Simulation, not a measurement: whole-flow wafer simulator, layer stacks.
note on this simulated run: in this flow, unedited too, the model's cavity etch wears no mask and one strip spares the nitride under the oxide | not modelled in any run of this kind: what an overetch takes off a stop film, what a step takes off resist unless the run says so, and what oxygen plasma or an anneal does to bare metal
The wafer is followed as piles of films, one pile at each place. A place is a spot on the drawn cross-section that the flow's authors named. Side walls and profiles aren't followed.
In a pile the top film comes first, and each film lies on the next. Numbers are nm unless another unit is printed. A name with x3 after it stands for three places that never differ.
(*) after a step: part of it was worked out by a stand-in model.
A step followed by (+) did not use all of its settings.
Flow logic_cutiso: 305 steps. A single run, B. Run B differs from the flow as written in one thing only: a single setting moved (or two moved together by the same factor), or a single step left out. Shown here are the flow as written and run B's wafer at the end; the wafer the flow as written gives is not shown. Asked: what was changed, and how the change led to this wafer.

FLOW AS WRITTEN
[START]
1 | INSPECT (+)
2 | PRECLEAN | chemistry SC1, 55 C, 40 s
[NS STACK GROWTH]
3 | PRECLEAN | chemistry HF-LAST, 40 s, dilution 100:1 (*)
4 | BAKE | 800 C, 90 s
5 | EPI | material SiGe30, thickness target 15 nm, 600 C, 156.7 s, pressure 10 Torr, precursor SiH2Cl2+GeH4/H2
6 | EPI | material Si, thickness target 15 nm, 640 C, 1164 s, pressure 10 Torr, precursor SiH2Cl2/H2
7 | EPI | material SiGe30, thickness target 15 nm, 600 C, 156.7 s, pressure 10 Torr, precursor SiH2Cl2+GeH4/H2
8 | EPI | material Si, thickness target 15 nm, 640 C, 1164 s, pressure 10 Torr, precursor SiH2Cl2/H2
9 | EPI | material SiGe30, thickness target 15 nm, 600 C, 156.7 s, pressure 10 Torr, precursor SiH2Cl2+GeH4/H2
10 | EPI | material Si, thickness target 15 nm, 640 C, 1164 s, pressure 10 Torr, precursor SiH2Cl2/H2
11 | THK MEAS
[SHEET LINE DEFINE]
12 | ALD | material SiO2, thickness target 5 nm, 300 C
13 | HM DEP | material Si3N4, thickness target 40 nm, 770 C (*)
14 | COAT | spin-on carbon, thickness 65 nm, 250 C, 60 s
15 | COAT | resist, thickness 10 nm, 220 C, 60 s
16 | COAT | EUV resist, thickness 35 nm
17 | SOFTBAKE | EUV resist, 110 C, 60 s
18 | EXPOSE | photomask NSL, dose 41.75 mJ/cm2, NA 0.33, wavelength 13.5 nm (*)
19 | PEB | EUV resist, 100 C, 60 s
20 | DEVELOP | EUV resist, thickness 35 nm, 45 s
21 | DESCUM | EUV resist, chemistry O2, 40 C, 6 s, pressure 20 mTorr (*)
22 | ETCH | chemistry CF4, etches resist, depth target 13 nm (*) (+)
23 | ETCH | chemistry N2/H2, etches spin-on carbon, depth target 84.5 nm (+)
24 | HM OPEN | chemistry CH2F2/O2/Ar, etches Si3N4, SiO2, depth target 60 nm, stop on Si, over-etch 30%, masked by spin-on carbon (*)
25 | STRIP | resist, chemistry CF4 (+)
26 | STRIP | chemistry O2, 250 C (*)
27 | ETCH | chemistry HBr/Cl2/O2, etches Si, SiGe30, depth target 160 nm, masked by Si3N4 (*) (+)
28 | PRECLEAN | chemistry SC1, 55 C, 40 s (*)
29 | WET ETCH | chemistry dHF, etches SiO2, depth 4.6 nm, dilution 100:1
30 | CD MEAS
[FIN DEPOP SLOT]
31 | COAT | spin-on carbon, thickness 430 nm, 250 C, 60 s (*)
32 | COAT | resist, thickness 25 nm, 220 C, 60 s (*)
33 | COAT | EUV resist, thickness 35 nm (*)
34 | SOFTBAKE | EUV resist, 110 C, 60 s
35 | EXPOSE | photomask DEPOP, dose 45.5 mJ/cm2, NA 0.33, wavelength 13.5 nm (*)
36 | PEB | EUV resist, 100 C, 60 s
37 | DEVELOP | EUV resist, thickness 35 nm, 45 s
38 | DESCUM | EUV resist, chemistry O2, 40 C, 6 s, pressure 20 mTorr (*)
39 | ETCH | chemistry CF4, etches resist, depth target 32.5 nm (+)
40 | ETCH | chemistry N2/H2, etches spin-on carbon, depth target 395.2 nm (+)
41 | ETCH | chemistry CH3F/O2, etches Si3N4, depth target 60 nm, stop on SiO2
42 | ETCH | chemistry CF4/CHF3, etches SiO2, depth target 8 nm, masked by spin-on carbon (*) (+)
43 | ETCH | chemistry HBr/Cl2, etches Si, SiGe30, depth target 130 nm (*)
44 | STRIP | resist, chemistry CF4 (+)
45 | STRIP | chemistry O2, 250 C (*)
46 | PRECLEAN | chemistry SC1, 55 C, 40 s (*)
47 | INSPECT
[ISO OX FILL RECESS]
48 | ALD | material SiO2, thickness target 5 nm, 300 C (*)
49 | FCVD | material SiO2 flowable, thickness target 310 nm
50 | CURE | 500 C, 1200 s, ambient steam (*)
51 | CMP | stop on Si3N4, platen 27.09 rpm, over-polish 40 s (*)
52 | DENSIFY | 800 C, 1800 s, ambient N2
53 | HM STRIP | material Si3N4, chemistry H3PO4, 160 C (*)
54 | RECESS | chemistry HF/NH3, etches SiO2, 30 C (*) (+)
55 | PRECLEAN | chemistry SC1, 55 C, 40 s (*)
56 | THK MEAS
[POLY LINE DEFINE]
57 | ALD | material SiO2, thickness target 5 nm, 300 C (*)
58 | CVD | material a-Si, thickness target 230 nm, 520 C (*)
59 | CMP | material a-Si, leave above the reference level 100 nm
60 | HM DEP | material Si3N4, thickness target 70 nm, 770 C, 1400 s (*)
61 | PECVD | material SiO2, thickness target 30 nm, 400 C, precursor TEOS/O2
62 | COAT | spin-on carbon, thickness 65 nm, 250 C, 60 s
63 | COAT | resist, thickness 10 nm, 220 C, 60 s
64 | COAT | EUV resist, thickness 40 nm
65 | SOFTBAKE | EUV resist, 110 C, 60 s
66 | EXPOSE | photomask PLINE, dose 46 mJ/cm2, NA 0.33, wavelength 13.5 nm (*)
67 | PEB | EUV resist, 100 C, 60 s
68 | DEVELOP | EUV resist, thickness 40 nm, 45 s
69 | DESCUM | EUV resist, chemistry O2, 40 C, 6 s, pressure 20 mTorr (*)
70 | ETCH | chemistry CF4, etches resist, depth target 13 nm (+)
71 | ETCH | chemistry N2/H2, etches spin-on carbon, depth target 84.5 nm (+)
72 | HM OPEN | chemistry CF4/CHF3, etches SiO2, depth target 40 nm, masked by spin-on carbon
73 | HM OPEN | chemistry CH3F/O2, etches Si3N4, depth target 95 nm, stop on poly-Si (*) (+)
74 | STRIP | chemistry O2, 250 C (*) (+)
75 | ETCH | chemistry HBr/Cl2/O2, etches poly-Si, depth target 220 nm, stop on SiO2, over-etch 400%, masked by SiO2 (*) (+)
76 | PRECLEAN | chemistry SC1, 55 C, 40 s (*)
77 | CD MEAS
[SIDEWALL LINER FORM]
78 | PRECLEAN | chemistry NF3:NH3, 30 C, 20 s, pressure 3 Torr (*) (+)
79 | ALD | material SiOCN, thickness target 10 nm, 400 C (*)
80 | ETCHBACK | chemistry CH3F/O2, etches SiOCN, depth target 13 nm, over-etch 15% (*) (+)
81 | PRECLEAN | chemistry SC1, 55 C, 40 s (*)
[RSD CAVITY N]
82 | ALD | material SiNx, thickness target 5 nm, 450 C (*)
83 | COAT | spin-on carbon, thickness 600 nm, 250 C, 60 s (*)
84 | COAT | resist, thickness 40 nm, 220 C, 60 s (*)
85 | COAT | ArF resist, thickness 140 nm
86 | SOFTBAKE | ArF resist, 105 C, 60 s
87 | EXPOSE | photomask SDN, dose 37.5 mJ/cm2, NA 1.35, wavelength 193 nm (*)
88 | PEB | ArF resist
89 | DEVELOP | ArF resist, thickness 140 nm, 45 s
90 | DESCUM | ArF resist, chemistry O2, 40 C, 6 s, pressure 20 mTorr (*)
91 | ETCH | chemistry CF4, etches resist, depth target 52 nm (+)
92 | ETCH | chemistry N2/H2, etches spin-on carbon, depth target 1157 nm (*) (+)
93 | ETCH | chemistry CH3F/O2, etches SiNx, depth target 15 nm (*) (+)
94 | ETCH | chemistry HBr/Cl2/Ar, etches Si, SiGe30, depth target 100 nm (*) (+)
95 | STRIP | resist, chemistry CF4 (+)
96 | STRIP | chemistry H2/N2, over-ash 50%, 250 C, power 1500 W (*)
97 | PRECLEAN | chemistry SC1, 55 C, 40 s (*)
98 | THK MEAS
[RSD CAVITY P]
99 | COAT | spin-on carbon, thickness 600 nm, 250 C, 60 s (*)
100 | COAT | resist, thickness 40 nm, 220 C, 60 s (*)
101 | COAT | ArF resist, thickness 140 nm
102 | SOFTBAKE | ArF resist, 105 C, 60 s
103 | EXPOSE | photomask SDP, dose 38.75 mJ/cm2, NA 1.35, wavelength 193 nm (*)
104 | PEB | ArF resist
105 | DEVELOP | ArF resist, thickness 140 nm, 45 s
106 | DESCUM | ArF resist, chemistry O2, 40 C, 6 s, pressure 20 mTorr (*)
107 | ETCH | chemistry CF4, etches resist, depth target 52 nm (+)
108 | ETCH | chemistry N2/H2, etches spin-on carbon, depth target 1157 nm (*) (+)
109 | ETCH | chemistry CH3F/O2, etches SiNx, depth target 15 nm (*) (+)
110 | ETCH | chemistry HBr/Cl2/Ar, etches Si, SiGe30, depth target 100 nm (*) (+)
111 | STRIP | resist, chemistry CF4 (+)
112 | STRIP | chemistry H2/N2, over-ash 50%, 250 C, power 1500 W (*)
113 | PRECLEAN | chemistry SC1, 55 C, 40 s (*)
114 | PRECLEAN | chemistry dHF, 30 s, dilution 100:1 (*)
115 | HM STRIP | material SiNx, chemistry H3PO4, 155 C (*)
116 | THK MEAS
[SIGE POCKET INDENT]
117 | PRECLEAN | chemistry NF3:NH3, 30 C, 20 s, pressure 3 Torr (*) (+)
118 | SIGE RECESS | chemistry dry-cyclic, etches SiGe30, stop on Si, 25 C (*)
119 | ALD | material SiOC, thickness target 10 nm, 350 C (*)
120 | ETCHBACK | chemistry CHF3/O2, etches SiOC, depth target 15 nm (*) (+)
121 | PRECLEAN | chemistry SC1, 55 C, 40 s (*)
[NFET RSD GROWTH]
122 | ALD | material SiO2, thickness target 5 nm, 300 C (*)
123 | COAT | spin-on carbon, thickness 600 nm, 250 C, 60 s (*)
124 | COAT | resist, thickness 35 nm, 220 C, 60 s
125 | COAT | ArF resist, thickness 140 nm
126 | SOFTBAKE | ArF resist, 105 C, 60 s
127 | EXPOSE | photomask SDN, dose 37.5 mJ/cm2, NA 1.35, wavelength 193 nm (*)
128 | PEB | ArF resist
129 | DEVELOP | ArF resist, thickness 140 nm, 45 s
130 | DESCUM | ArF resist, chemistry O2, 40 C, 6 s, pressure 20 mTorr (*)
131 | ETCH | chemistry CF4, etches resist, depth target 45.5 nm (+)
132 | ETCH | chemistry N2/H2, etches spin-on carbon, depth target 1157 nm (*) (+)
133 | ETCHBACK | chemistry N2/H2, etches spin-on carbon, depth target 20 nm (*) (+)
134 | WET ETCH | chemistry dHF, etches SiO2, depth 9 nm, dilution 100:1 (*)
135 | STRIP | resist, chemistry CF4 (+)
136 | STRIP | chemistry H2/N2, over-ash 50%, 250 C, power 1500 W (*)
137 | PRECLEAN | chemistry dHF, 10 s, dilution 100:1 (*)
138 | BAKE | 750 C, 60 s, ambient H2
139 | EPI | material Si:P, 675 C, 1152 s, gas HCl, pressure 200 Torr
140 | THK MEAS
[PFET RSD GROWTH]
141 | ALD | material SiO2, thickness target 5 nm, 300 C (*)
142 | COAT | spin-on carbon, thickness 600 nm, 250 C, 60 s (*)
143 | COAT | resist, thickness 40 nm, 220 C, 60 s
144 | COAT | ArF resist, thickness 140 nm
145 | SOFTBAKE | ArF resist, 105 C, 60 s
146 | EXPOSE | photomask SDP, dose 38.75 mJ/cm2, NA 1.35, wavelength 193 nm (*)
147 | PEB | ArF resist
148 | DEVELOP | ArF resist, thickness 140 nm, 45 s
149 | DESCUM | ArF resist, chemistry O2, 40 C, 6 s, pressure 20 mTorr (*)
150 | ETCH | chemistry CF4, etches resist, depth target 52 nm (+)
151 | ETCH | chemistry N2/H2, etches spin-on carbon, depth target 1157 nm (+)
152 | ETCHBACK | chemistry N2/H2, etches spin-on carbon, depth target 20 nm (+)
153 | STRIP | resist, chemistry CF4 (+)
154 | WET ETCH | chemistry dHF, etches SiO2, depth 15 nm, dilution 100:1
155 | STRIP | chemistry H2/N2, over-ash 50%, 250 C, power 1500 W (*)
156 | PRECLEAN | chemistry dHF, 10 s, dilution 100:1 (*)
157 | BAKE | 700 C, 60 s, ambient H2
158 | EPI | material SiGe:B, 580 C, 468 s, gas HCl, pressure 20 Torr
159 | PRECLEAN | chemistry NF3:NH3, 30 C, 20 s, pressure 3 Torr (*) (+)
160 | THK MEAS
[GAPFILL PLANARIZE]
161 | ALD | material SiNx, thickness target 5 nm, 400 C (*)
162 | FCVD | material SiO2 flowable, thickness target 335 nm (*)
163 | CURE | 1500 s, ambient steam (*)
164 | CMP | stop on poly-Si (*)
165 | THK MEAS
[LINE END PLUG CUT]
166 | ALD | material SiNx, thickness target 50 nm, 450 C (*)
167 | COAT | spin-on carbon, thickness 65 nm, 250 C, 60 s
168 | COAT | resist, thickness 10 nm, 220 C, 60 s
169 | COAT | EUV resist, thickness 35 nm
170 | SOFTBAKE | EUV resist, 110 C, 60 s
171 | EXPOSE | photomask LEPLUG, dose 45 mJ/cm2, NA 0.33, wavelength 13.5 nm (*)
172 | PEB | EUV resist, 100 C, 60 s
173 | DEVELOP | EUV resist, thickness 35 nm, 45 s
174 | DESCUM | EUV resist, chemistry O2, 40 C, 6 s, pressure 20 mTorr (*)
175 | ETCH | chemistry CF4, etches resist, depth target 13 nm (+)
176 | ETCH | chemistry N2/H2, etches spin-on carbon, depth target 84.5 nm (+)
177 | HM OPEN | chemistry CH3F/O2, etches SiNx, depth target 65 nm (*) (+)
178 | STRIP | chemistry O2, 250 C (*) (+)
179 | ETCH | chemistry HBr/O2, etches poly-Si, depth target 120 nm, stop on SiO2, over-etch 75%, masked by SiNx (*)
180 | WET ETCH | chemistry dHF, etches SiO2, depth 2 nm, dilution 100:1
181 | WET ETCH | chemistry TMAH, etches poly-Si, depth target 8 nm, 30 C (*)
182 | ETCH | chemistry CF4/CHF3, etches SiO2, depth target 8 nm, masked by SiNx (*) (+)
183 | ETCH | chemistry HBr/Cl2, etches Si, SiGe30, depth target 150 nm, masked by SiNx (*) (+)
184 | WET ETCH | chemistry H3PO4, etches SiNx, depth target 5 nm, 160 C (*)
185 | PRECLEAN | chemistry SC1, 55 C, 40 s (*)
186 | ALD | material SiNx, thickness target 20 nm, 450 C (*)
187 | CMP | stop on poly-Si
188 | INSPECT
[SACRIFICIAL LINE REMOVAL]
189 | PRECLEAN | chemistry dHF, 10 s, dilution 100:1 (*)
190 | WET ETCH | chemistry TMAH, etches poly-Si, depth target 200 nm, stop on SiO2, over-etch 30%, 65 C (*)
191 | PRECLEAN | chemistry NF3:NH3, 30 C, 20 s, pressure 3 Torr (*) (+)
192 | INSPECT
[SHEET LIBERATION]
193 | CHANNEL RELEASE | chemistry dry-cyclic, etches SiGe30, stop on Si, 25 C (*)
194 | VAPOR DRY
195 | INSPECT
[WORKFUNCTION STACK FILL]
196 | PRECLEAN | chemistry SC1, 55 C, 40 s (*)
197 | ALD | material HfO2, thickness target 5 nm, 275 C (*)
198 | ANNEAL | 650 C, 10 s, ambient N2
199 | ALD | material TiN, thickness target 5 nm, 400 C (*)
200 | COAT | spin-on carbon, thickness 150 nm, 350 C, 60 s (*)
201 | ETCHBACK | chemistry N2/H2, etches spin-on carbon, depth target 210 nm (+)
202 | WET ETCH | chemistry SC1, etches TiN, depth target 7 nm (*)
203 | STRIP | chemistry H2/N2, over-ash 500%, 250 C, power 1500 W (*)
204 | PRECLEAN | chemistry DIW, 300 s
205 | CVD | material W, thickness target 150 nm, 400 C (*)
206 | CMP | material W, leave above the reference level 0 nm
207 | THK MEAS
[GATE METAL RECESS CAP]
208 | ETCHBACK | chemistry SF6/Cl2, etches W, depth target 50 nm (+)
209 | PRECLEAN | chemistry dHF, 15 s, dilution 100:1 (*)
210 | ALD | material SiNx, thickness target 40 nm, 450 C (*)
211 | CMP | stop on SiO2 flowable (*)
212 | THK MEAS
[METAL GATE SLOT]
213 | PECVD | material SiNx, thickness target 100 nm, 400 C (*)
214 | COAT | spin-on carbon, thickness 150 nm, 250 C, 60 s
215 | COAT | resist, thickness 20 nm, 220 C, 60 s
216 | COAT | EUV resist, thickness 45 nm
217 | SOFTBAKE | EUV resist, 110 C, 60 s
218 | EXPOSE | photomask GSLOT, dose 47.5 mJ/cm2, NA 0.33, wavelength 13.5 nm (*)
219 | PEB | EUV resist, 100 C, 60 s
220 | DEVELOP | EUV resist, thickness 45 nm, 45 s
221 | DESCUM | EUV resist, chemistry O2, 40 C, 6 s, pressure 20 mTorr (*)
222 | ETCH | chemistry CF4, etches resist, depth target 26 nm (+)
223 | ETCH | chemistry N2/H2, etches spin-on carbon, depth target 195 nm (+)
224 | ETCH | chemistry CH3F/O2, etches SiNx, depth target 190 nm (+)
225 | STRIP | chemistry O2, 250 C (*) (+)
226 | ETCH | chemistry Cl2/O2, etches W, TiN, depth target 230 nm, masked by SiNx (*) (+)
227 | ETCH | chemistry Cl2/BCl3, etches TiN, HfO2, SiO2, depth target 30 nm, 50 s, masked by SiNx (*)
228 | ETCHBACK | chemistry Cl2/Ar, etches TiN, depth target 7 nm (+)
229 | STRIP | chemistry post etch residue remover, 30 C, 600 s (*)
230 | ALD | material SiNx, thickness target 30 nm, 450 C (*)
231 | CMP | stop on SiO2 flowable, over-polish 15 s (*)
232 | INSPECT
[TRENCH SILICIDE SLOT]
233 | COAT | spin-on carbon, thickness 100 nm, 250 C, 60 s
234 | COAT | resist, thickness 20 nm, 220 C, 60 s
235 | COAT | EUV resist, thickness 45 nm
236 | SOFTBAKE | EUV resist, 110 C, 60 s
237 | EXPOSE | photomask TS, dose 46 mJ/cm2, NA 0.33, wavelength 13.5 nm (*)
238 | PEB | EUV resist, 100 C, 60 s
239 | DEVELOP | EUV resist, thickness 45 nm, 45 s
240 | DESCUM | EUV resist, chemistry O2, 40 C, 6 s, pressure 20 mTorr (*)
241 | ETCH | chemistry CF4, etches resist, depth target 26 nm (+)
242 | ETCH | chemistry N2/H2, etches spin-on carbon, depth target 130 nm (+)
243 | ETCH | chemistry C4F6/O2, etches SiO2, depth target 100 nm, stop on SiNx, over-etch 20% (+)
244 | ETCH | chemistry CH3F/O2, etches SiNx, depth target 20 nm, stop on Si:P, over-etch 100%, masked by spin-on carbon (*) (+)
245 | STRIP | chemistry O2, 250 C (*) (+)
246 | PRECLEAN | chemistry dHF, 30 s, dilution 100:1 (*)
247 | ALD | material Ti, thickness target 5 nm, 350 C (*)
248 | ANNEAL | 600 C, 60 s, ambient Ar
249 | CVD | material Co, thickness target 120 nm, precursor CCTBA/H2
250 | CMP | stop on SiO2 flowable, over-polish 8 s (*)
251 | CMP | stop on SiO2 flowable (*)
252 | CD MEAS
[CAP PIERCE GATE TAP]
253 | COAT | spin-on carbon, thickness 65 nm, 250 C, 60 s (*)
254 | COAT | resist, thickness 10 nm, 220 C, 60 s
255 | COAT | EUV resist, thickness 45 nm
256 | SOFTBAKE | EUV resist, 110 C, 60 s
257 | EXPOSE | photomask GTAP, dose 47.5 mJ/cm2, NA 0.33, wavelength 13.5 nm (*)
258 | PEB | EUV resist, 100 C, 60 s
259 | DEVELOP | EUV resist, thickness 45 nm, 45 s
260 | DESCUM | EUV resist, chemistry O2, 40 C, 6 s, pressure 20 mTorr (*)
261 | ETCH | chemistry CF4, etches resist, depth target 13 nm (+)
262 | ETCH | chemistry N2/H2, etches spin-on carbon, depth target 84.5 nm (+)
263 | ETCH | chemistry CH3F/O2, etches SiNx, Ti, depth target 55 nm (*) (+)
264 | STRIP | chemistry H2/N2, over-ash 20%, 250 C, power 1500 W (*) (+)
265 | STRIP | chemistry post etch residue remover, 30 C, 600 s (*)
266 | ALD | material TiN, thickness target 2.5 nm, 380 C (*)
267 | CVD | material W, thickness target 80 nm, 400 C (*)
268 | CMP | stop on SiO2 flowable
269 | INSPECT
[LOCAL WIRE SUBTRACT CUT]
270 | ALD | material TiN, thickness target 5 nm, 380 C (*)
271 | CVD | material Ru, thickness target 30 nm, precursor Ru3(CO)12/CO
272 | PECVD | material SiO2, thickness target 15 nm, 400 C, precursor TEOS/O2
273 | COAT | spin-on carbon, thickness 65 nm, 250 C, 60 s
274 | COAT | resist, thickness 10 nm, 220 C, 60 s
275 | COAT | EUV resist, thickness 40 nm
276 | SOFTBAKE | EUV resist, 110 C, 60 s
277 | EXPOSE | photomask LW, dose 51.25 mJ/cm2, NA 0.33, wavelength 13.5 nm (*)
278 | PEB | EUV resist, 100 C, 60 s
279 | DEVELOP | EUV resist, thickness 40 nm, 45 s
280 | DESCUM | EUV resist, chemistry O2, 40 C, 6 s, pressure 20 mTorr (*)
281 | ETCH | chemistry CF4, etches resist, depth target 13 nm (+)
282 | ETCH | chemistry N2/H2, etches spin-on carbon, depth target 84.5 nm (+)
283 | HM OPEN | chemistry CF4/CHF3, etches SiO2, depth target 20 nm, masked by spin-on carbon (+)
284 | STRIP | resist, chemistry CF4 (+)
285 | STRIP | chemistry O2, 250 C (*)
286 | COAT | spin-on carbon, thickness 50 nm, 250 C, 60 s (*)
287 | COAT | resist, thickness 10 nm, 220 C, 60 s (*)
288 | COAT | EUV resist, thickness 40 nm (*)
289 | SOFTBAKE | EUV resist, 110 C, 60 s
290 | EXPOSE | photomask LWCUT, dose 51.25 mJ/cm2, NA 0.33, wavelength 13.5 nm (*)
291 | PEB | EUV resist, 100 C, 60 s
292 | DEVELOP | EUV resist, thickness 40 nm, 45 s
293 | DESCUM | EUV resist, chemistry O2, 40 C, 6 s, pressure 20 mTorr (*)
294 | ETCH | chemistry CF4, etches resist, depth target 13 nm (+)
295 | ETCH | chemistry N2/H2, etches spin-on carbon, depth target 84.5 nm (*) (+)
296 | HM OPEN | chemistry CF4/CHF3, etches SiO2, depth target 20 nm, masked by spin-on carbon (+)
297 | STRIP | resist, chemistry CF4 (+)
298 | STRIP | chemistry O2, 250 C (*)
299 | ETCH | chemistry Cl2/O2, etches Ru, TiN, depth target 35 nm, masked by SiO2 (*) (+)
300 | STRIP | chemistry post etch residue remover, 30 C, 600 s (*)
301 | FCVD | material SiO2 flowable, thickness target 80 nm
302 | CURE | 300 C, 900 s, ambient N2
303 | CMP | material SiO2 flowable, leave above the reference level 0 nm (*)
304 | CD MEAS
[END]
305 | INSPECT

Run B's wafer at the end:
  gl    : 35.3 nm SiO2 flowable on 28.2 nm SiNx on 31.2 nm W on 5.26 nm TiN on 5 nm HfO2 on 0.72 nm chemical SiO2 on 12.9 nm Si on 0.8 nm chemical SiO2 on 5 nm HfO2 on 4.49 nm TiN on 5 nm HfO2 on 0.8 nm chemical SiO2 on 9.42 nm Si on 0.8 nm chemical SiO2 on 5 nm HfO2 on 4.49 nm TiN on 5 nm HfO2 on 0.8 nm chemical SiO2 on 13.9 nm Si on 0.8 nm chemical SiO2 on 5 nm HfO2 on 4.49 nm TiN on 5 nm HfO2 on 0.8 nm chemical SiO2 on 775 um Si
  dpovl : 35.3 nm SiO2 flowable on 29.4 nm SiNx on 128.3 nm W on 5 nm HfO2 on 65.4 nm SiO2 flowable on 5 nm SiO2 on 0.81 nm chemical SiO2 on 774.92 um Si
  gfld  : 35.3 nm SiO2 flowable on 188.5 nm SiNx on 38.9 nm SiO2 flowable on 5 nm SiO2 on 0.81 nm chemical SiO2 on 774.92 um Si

Cause: step 8, EPI: thickness target 10.5 nm was run, though the flow has thickness target 15 nm; step 8, EPI: 815.1 s was run, where the flow has 1164 s.

The path from the change to this, step by step:
  8 | EPI | material Si, thickness target 15 nm, 640 C, 1164 s, pressure 10 Torr, precursor SiH2Cl2/H2
      depop, dpovl, gfld and 19 more: Si gains 10.5 (new film) (as written it would have been: Si gains 15 (new film))
  27 | ETCH | chemistry HBr/Cl2/O2, etches Si, SiGe30, depth target 160 nm, masked by Si3N4 (*) (+)
      gfld, gxf, iso, lnri: chemical SiO2 loses 0.79 (all of it), Si loses 11.4 (all of it), SiGe30 loses 15 (all of it), Si loses 10.5 (all of it), SiGe30 loses 15 (all of it), Si loses 15 (all of it), SiGe30 loses 15 (all of it), Si loses 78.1 (as written it would have been: chemical SiO2 loses 0.79 (all of it), Si loses 11.4 (all of it), SiGe30 loses 15 (all of it), Si loses 15 (all of it), SiGe30 loses 15 (all of it), Si loses 15 (all of it), SiGe30 loses 15 (all of it), Si loses 73.6)
      dpovl, nsgap: chemical SiO2 loses 0.79 (all of it), Si loses 11.8 (all of it), SiGe30 loses 15 (all of it), Si loses 10.5 (all of it), SiGe30 loses 15 (all of it), Si loses 15 (all of it), SiGe30 loses 15 (all of it), Si loses 77.7 (as written it would have been: chemical SiO2 loses 0.79 (all of it), Si loses 11.8 (all of it), SiGe30 loses 15 (all of it), Si loses 15 (all of it), SiGe30 loses 15 (all of it), Si loses 15 (all of it), SiGe30 loses 15 (all of it), Si loses 73.2)
      (and at 1 other place as well)
  43 | ETCH | chemistry HBr/Cl2, etches Si, SiGe30, depth target 130 nm (*)
      depop: Si loses 14 (all of it), SiGe30 loses 15 (all of it), Si loses 10.5 (all of it), SiGe30 loses 15 (all of it), Si loses 15 (all of it), SiGe30 loses 15 (all of it), Si loses 45.5 (as written it would have been: Si loses 14 (all of it), SiGe30 loses 15 (all of it), Si loses 15 (all of it), SiGe30 loses 15 (all of it), Si loses 15 (all of it), SiGe30 loses 15 (all of it), Si loses 41)
  94 | ETCH | chemistry HBr/Cl2/Ar, etches Si, SiGe30, depth target 100 nm (*) (+)
      rsdn, rsdx: chemical SiO2 loses 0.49 (all of it), Si loses 12.8 (all of it), SiGe30 loses 15 (all of it), Si loses 10.5 (all of it), SiGe30 loses 15 (all of it), Si loses 15 (all of it), SiGe30 loses 15 (all of it), Si loses 16.7 (as written it would have been: chemical SiO2 loses 0.49 (all of it), Si loses 12.8 (all of it), SiGe30 loses 15 (all of it), Si loses 15 (all of it), SiGe30 loses 15 (all of it), Si loses 15 (all of it), SiGe30 loses 15 (all of it), Si loses 12.2)
  110 | ETCH | chemistry HBr/Cl2/Ar, etches Si, SiGe30, depth target 100 nm (*) (+)
      rsdp, rsdw: chemical SiO2 loses 0.49 (all of it), Si loses 12.8 (all of it), SiGe30 loses 15 (all of it), Si loses 10.5 (all of it), SiGe30 loses 15 (all of it), Si loses 15 (all of it), SiGe30 loses 15 (all of it), Si loses 16.7 (as written it would have been: chemical SiO2 loses 0.49 (all of it), Si loses 12.8 (all of it), SiGe30 loses 15 (all of it), Si loses 15 (all of it), SiGe30 loses 15 (all of it), Si loses 15 (all of it), SiGe30 loses 15 (all of it), Si loses 12.2)
  183 | ETCH | chemistry HBr/Cl2, etches Si, SiGe30, depth target 150 nm, masked by SiNx (*) (+)
      plug: Si loses 13.6 (all of it), SiGe30 loses 15 (all of it), Si loses 10.5 (all of it), SiGe30 loses 15 (all of it), Si loses 15 (all of it), SiGe30 loses 15 (all of it), Si loses 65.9 (as written it would have been: Si loses 13.6 (all of it), SiGe30 loses 15 (all of it), Si loses 15 (all of it), SiGe30 loses 15 (all of it), Si loses 15 (all of it), SiGe30 loses 15 (all of it), Si loses 61.4)
